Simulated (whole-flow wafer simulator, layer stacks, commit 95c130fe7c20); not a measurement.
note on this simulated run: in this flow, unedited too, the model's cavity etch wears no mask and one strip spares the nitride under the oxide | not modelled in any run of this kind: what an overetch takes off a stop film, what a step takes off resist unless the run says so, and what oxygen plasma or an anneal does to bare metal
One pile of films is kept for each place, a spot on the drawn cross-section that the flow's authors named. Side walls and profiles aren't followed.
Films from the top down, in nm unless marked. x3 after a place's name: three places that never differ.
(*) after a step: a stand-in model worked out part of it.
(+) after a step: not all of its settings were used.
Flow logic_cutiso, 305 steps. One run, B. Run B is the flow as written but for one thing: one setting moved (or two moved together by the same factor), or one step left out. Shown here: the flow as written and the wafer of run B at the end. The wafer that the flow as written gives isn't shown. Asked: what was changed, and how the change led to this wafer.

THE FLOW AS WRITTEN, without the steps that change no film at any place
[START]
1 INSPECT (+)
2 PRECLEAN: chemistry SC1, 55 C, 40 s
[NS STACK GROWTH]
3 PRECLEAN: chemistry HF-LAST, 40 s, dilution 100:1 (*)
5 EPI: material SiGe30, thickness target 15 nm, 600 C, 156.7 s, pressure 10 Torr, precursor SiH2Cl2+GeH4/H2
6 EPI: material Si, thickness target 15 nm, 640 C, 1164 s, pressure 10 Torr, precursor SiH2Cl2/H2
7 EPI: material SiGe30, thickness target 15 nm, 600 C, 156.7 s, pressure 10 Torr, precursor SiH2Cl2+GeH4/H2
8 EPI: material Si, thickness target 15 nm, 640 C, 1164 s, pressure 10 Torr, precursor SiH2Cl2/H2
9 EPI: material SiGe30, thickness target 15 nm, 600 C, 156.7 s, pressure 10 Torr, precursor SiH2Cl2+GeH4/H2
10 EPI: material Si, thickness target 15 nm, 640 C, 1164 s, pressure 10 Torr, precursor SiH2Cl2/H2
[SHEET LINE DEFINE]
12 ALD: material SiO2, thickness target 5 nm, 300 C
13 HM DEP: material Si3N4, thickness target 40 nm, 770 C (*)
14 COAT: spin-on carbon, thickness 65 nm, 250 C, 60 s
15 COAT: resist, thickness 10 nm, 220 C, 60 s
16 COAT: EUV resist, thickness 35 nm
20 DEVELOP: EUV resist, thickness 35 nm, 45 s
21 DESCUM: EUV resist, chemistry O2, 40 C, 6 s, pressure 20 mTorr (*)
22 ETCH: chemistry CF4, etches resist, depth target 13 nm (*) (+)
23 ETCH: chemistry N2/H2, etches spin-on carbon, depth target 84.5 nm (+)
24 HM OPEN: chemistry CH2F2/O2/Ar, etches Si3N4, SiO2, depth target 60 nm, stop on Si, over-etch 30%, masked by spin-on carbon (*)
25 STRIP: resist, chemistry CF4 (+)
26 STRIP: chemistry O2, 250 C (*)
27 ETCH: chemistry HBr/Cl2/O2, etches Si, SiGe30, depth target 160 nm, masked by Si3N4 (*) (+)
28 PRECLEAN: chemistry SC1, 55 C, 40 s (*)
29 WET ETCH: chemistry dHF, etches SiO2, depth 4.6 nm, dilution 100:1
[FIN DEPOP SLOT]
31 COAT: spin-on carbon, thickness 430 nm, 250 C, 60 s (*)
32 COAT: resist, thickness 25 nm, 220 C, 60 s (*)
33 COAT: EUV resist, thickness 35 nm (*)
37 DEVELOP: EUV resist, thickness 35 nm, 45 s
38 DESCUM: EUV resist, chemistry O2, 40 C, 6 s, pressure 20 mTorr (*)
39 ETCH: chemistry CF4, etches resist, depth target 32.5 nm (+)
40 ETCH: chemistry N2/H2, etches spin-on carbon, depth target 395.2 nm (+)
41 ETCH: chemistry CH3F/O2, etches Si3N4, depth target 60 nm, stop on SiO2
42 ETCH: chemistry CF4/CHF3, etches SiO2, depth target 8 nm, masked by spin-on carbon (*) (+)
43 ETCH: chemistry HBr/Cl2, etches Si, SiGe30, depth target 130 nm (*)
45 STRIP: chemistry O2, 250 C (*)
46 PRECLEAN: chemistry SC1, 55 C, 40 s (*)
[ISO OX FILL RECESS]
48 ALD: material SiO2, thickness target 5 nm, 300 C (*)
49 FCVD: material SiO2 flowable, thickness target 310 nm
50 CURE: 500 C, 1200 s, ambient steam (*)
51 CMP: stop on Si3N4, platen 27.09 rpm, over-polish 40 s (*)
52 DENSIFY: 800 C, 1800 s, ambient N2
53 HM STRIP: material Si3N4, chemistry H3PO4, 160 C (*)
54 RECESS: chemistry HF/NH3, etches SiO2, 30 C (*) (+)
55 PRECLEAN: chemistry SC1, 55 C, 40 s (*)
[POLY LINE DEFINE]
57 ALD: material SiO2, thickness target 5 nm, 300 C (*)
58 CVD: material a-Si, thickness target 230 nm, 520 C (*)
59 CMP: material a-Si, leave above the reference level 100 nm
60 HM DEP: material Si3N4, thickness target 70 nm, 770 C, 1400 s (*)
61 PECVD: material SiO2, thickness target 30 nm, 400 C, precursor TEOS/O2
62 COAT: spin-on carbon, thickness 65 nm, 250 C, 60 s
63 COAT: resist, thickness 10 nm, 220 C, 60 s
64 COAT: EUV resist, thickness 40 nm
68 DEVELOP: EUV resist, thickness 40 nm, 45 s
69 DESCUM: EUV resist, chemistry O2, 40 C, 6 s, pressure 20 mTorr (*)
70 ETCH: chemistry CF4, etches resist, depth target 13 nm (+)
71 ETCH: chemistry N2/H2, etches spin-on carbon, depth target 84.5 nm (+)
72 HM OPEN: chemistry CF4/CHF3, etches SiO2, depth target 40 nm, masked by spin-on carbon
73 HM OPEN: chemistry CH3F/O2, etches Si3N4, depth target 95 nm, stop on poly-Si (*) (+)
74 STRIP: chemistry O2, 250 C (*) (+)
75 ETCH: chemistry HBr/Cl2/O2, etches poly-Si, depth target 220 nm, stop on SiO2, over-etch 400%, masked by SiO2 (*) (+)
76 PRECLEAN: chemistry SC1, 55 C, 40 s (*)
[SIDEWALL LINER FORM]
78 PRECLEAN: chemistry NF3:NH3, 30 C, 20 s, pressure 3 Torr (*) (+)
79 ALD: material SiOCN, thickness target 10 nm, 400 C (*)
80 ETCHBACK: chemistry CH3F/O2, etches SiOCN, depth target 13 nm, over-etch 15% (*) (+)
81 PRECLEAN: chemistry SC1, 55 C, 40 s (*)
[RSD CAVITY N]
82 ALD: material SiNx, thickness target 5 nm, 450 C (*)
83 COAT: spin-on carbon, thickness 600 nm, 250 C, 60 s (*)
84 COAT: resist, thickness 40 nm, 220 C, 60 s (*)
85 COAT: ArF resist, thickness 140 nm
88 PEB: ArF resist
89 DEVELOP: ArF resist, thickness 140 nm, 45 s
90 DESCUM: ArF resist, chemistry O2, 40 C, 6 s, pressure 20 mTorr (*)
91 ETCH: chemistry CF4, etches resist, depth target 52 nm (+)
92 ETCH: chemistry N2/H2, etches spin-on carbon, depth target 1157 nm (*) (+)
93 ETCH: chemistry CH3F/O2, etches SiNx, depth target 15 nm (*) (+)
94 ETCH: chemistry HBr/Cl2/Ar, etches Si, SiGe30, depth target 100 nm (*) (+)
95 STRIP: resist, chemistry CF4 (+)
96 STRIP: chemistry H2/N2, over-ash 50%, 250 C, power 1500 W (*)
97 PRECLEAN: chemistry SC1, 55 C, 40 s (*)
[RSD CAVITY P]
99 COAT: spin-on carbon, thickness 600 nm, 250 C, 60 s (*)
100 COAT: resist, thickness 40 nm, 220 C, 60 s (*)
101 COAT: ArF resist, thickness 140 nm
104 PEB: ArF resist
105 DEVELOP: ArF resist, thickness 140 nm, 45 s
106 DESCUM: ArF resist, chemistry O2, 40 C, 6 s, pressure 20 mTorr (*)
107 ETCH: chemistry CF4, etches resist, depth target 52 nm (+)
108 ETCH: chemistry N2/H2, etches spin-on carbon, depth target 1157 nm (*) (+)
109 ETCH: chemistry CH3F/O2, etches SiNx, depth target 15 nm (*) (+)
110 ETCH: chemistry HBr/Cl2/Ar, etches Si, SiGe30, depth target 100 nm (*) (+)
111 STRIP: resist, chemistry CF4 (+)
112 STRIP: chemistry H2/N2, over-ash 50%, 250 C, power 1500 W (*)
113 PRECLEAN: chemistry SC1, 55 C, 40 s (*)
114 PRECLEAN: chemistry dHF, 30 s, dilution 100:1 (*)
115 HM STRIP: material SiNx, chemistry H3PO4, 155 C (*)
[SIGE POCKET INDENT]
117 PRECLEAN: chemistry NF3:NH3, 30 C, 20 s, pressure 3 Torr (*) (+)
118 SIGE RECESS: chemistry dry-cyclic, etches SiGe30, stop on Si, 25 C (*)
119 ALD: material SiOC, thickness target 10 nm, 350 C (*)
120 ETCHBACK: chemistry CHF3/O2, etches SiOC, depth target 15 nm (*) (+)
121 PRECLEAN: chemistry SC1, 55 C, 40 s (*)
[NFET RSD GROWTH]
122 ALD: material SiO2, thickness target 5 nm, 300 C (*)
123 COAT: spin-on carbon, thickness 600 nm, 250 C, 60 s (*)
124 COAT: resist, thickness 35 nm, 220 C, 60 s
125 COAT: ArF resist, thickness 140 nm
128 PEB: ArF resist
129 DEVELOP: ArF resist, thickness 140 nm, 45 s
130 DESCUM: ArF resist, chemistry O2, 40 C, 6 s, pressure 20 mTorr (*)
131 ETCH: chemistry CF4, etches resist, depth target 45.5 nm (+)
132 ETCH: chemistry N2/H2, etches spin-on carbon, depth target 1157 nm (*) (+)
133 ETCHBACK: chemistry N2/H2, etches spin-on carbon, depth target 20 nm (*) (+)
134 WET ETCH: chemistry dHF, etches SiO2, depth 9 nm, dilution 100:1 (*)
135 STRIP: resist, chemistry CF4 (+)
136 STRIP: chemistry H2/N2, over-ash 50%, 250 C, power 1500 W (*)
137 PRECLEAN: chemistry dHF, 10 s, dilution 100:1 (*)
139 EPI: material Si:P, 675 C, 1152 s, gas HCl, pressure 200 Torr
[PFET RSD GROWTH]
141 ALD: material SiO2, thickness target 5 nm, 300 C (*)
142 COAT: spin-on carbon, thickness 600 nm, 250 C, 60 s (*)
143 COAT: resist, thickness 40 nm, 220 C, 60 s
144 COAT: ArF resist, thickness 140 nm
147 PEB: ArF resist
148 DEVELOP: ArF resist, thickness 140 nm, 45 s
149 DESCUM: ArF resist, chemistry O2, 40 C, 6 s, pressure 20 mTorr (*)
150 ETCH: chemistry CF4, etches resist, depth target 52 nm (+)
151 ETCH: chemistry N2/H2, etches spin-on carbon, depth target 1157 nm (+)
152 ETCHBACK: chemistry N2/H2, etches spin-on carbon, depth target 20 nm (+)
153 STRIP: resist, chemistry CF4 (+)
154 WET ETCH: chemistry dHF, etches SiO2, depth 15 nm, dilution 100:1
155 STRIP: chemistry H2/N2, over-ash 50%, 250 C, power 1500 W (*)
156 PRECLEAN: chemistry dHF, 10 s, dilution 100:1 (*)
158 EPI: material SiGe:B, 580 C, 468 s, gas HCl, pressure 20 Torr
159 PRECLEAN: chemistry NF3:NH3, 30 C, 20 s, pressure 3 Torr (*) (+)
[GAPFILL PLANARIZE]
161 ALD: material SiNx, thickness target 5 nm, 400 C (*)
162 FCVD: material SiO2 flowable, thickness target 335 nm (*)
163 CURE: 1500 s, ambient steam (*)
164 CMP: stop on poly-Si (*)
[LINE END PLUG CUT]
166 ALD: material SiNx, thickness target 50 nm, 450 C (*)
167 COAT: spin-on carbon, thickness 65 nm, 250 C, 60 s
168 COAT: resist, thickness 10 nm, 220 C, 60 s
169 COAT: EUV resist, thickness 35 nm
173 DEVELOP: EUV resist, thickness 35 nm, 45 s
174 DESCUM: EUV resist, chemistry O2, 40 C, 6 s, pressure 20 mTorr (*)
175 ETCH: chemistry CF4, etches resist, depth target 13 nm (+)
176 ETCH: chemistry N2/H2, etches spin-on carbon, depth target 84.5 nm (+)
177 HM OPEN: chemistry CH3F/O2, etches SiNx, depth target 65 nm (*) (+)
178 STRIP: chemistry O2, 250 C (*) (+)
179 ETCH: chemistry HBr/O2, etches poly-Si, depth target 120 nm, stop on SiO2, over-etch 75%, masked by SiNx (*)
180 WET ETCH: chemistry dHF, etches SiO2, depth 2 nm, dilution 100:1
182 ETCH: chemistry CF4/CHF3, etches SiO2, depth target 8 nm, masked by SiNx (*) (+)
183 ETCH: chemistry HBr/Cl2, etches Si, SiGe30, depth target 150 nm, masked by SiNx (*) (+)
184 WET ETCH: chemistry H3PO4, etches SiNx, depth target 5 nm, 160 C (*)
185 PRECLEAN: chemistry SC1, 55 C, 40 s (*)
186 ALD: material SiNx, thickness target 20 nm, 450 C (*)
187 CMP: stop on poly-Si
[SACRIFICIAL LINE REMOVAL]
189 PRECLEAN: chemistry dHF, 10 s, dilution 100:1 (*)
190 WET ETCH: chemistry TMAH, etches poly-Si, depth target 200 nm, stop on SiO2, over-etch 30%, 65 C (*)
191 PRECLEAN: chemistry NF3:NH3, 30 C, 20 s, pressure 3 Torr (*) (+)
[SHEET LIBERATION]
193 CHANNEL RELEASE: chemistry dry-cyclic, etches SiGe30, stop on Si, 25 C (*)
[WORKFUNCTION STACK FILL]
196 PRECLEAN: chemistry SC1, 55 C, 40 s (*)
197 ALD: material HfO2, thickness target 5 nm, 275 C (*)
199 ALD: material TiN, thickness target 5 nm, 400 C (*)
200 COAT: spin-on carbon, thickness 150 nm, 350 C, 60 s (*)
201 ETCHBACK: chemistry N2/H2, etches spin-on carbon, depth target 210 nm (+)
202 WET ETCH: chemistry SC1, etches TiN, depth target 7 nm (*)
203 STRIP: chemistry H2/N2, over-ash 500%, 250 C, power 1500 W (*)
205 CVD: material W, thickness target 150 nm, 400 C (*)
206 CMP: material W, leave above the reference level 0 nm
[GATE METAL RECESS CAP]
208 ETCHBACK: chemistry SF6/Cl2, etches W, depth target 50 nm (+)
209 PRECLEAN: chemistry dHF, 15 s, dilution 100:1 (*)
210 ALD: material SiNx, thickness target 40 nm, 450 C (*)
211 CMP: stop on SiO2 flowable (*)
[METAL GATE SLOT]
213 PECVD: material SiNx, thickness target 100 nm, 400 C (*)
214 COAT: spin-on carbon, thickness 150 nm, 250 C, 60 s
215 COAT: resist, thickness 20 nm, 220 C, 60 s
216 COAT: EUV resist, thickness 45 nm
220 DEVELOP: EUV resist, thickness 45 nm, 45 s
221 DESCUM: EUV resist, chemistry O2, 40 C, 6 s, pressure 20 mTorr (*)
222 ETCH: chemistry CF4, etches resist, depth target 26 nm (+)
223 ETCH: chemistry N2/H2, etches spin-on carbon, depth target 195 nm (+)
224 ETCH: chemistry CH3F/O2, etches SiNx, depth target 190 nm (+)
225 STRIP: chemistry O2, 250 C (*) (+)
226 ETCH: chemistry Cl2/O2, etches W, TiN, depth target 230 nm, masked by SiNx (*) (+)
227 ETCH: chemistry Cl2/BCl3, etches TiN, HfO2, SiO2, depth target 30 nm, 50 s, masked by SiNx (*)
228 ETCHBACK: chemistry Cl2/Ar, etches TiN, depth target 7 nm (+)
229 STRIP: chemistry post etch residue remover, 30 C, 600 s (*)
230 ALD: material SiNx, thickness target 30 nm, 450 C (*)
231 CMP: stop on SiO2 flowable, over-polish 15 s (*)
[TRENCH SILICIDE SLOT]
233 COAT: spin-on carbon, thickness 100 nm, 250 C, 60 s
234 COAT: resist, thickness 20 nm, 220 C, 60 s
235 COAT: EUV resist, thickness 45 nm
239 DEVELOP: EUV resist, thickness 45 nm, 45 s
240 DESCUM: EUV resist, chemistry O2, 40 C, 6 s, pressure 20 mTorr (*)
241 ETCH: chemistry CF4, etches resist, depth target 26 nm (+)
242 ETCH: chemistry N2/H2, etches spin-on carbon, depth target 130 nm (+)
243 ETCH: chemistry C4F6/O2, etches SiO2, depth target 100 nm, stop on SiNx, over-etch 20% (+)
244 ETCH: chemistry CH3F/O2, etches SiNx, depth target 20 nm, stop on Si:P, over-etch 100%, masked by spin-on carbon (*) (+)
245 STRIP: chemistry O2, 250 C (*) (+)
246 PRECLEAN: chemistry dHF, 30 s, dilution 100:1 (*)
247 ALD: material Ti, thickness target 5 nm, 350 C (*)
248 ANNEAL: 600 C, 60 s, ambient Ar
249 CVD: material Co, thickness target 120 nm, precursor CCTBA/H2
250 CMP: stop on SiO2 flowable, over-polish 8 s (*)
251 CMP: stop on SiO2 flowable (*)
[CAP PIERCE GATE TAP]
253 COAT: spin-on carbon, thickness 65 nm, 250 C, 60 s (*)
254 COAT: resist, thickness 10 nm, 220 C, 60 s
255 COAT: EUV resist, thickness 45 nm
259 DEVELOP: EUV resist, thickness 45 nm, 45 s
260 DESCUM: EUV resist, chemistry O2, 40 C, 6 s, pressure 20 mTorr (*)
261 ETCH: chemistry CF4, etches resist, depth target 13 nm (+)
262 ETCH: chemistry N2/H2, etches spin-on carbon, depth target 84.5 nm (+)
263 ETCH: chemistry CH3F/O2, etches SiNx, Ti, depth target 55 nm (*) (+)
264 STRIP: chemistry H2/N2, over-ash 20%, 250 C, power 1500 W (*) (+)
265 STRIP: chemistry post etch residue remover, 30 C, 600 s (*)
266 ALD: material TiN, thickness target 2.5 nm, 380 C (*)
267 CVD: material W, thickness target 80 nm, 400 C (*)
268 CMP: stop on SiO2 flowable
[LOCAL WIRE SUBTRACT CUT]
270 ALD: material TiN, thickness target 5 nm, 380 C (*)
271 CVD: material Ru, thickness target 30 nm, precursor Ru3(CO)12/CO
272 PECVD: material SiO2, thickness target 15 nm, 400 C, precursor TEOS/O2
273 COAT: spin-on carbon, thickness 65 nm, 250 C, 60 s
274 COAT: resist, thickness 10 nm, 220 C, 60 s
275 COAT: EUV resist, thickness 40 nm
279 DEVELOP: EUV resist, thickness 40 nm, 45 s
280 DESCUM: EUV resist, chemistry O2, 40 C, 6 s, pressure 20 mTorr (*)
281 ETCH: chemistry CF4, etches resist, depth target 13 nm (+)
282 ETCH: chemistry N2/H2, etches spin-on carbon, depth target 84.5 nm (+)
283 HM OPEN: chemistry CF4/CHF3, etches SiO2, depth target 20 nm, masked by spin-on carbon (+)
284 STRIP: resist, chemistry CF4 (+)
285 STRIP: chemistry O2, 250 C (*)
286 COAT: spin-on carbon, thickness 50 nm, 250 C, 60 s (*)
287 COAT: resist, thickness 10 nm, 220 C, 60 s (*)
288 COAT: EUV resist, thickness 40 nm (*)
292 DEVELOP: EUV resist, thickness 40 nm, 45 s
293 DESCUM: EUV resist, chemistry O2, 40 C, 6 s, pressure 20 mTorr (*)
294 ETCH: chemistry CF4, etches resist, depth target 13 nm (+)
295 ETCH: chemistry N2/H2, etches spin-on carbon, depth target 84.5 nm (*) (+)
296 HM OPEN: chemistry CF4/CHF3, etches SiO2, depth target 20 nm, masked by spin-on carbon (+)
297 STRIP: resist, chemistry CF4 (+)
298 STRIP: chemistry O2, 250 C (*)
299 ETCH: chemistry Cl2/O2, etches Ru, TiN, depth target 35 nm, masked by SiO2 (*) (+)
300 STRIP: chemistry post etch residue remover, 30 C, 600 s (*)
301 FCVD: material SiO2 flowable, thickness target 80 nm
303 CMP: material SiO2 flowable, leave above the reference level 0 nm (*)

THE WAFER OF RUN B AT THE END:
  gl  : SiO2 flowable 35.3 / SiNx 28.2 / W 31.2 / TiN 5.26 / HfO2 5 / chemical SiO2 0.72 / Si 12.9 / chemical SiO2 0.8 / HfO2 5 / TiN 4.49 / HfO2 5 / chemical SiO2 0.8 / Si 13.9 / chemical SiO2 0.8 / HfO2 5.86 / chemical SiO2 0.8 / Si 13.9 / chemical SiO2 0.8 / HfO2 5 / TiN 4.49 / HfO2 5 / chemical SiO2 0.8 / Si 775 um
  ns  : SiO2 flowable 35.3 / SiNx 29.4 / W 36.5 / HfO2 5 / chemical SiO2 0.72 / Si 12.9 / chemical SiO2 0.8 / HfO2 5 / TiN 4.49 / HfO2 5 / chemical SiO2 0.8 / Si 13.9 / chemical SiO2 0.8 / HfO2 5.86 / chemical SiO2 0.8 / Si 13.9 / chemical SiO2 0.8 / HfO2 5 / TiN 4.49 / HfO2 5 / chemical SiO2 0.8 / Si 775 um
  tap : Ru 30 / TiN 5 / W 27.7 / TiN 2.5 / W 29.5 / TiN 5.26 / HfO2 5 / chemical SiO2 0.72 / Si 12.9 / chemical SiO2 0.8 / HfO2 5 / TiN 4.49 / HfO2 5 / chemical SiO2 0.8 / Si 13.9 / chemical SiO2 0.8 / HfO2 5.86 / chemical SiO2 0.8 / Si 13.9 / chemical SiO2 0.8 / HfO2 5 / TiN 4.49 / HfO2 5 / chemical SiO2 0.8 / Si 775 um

The cause: step 7, EPI: thickness target 6.4 nm was run, where the flow has thickness target 15 nm; step 7, EPI: 66.6 s was run, where the flow has 156.7 s.

How the change led to this, step by step:
  7 EPI: material SiGe30, thickness target 15 nm, 600 C, 156.7 s, pressure 10 Torr, precursor SiH2Cl2+GeH4/H2
      depop, dpovl, gfld and 19 more: SiGe30 +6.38 (new film) (as written it would be: SiGe30 +15 (new film))
  27 ETCH: chemistry HBr/Cl2/O2, etches Si, SiGe30, depth target 160 nm, masked by Si3N4 (*) (+)
      gfld, gxf, iso, lnri: chemical SiO2 -0.79 (all of it), Si -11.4 (all of it), SiGe30 -15 (all of it), Si -15 (all of it), SiGe30 -6.38 (all of it), Si -15 (all of it), SiGe30 -15 (all of it), Si -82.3 (as written it would be: chemical SiO2 -0.79 (all of it), Si -11.4 (all of it), SiGe30 -15 (all of it), Si -15 (all of it), SiGe30 -15 (all of it), Si -15 (all of it), SiGe30 -15 (all of it), Si -73.6)
      dpovl, nsgap: chemical SiO2 -0.79 (all of it), Si -11.8 (all of it), SiGe30 -15 (all of it), Si -15 (all of it), SiGe30 -6.38 (all of it), Si -15 (all of it), SiGe30 -15 (all of it), Si -81.9 (as written it would be: chemical SiO2 -0.79 (all of it), Si -11.8 (all of it), SiGe30 -15 (all of it), Si -15 (all of it), SiGe30 -15 (all of it), Si -15 (all of it), SiGe30 -15 (all of it), Si -73.2)
      (and at 1 more place)
  43 ETCH: chemistry HBr/Cl2, etches Si, SiGe30, depth target 130 nm (*)
      depop: Si -14 (all of it), SiGe30 -15 (all of it), Si -15 (all of it), SiGe30 -6.38 (all of it), Si -15 (all of it), SiGe30 -15 (all of it), Si -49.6 (as written it would be: Si -14 (all of it), SiGe30 -15 (all of it), Si -15 (all of it), SiGe30 -15 (all of it), Si -15 (all of it), SiGe30 -15 (all of it), Si -41)
  94 ETCH: chemistry HBr/Cl2/Ar, etches Si, SiGe30, depth target 100 nm (*) (+)
      rsdn, rsdx: chemical SiO2 -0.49 (all of it), Si -12.8 (all of it), SiGe30 -15 (all of it), Si -15 (all of it), SiGe30 -6.38 (all of it), Si -15 (all of it), SiGe30 -15 (all of it), Si -20.8 (as written it would be: chemical SiO2 -0.49 (all of it), Si -12.8 (all of it), SiGe30 -15 (all of it), Si -15 (all of it), SiGe30 -15 (all of it), Si -15 (all of it), SiGe30 -15 (all of it), Si -12.2)
  110 ETCH: chemistry HBr/Cl2/Ar, etches Si, SiGe30, depth target 100 nm (*) (+)
      rsdp, rsdw: chemical SiO2 -0.49 (all of it), Si -12.8 (all of it), SiGe30 -15 (all of it), Si -15 (all of it), SiGe30 -6.38 (all of it), Si -15 (all of it), SiGe30 -15 (all of it), Si -20.8 (as written it would be: chemical SiO2 -0.49 (all of it), Si -12.8 (all of it), SiGe30 -15 (all of it), Si -15 (all of it), SiGe30 -15 (all of it), Si -15 (all of it), SiGe30 -15 (all of it), Si -12.2)
  118 SIGE RECESS: chemistry dry-cyclic, etches SiGe30, stop on Si, 25 C (*)
      lnr, lnrp, lnrt: SiOCN -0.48, Si -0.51, cavity +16 (new film), SiGe30 -15 (all of it), Si -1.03, cavity +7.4 (new film), SiGe30 -6.38 (all of it), Si -1.03, cavity +16 (new film), SiGe30 -15 (all of it), Si -0.51 (as written it would be: SiOCN -0.48, Si -0.51, cavity +16 (new film), SiGe30 -15 (all of it), Si -1.03, cavity +16 (new film), SiGe30 -15 (all of it), Si -1.03, cavity +16 (new film), SiGe30 -15 (all of it), Si -0.51)
  119 ALD: material SiOC, thickness target 10 nm, 350 C (*)
      lnr, lnrp, lnrt: SiOC +10 (new film), SiOC +16 (new film), cavity -16 (all of it), SiOC +7.4 (new film), cavity -7.4 (all of it), SiOC +16 (new film), cavity -16 (all of it) (as written it would be: SiOC +10 (new film), SiOC +16 (new film), cavity -16 (all of it), SiOC +16 (new film), cavity -16 (all of it), SiOC +16 (new film), cavity -16 (all of it))
  183 ETCH: chemistry HBr/Cl2, etches Si, SiGe30, depth target 150 nm, masked by SiNx (*) (+)
      plug: Si -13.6 (all of it), SiGe30 -15 (all of it), Si -15 (all of it), SiGe30 -6.38 (all of it), Si -15 (all of it), SiGe30 -15 (all of it), Si -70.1 (as written it would be: Si -13.6 (all of it), SiGe30 -15 (all of it), Si -15 (all of it), SiGe30 -15 (all of it), Si -15 (all of it), SiGe30 -15 (all of it), Si -61.4)
  193 CHANNEL RELEASE: chemistry dry-cyclic, etches SiGe30, stop on Si, 25 C (*)
      gl, glp, gxn, gxp, ns, tap: chemical SiO2 +0.8 (new film), Si -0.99, chemical SiO2 +0.8 (new film), cavity +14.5 (new film), chemical SiO2 +0.8 (new film), SiGe30 -15 (all of it), Si -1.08, chemical SiO2 +0.8 (new film), cavity +5.86 (new film), chemical SiO2 +0.8 (new film), SiGe30 -6.38 (all of it), Si -1.08, chemical SiO2 +0.8 (new film), cavity +14.5 (new film), chemical SiO2 +0.8 (new film), SiGe30 -15 (all of it), Si -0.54 (as written it would be: chemical SiO2 +0.8 (new film), Si -0.99, chemical SiO2 +0.8 (new film), cavity +14.5 (new film), chemical SiO2 +0.8 (new film), SiGe30 -15 (all of it), Si -1.08, chemical SiO2 +0.8 (new film), cavity +14.5 (new film), chemical SiO2 +0.8 (new film), SiGe30 -15 (all of it), Si -1.08, chemical SiO2 +0.8 (new film), cavity +14.5 (new film), chemical SiO2 +0.8 (new film), SiGe30 -15 (all of it), Si -0.54)
  197 ALD: material HfO2, thickness target 5 nm, 275 C (*)
      gl, glp, gxn, gxp, ns, tap: HfO2 +5 (new film), HfO2 +5 (new film), cavity -10, HfO2 +5 (new film), HfO2 +5.86 (new film), cavity -5.86 (all of it), HfO2 +5 (new film), cavity -10, HfO2 +5 (new film) (as written it would be: HfO2 +5 (new film), HfO2 +5 (new film), cavity -10, HfO2 +5 (new film), HfO2 +5 (new film), cavity -10, HfO2 +5 (new film), HfO2 +5 (new film), cavity -10, HfO2 +5 (new film))
  199 ALD: material TiN, thickness target 5 nm, 400 C (*)
      gl, glp, tap: TiN +5.26 (new film), TiN +4.49 (new film), cavity -4.49 (all of it), TiN +4.49 (new film), cavity -4.49 (all of it) (as written it would be: TiN +5.26 (new film), TiN +4.49 (new film), cavity -4.49 (all of it), TiN +4.49 (new film), cavity -4.49 (all of it), TiN +4.49 (new film), cavity -4.49 (all of it))
      gxn, gxp, ns: TiN +5 (new film), TiN +4.49 (new film), cavity -4.49 (all of it), TiN +4.49 (new film), cavity -4.49 (all of it) (as written it would be: TiN +5 (new film), TiN +4.49 (new film), cavity -4.49 (all of it), TiN +4.49 (new film), cavity -4.49 (all of it), TiN +4.49 (new film), cavity -4.49 (all of it))
Counting metal films that touch as one body, gl has 3 bodies (between them, from the top down: HfO2 5 / chemical SiO2 0.72 / Si 12.9 / chemical SiO2 0.8 / HfO2 5; HfO2 5 / chemical SiO2 0.8 / Si 13.9 / chemical SiO2 0.8 / HfO2 5.86 / chemical SiO2 0.8 / Si 13.9 / chemical SiO2 0.8 / HfO2 5); the flow as written gives 4 bodies (between them, from the top down: HfO2 5 / chemical SiO2 0.72 / Si 12.9 / chemical SiO2 0.8 / HfO2 5; HfO2 5 / chemical SiO2 0.8 / Si 13.9 / chemical SiO2 0.8 / HfO2 5; HfO2 5 / chemical SiO2 0.8 / Si 13.9 / chemical SiO2 0.8 / HfO2 5).
Counting metal films that touch as one body, ns has 3 bodies (between them, from the top down: HfO2 5 / chemical SiO2 0.72 / Si 12.9 / chemical SiO2 0.8 / HfO2 5; HfO2 5 / chemical SiO2 0.8 / Si 13.9 / chemical SiO2 0.8 / HfO2 5.86 / chemical SiO2 0.8 / Si 13.9 / chemical SiO2 0.8 / HfO2 5); the flow as written gives 4 bodies (between them, from the top down: HfO2 5 / chemical SiO2 0.72 / Si 12.9 / chemical SiO2 0.8 / HfO2 5; HfO2 5 / chemical SiO2 0.8 / Si 13.9 / chemical SiO2 0.8 / HfO2 5; HfO2 5 / chemical SiO2 0.8 / Si 13.9 / chemical SiO2 0.8 / HfO2 5).
Counting metal films that touch as one body, tap has 3 bodies (between them, from the top down: HfO2 5 / chemical SiO2 0.72 / Si 12.9 / chemical SiO2 0.8 / HfO2 5; HfO2 5 / chemical SiO2 0.8 / Si 13.9 / chemical SiO2 0.8 / HfO2 5.86 / chemical SiO2 0.8 / Si 13.9 / chemical SiO2 0.8 / HfO2 5); the flow as written gives 4 bodies (between them, from the top down: HfO2 5 / chemical SiO2 0.72 / Si 12.9 / chemical SiO2 0.8 / HfO2 5; HfO2 5 / chemical SiO2 0.8 / Si 13.9 / chemical SiO2 0.8 / HfO2 5; HfO2 5 / chemical SiO2 0.8 / Si 13.9 / chemical SiO2 0.8 / HfO2 5).
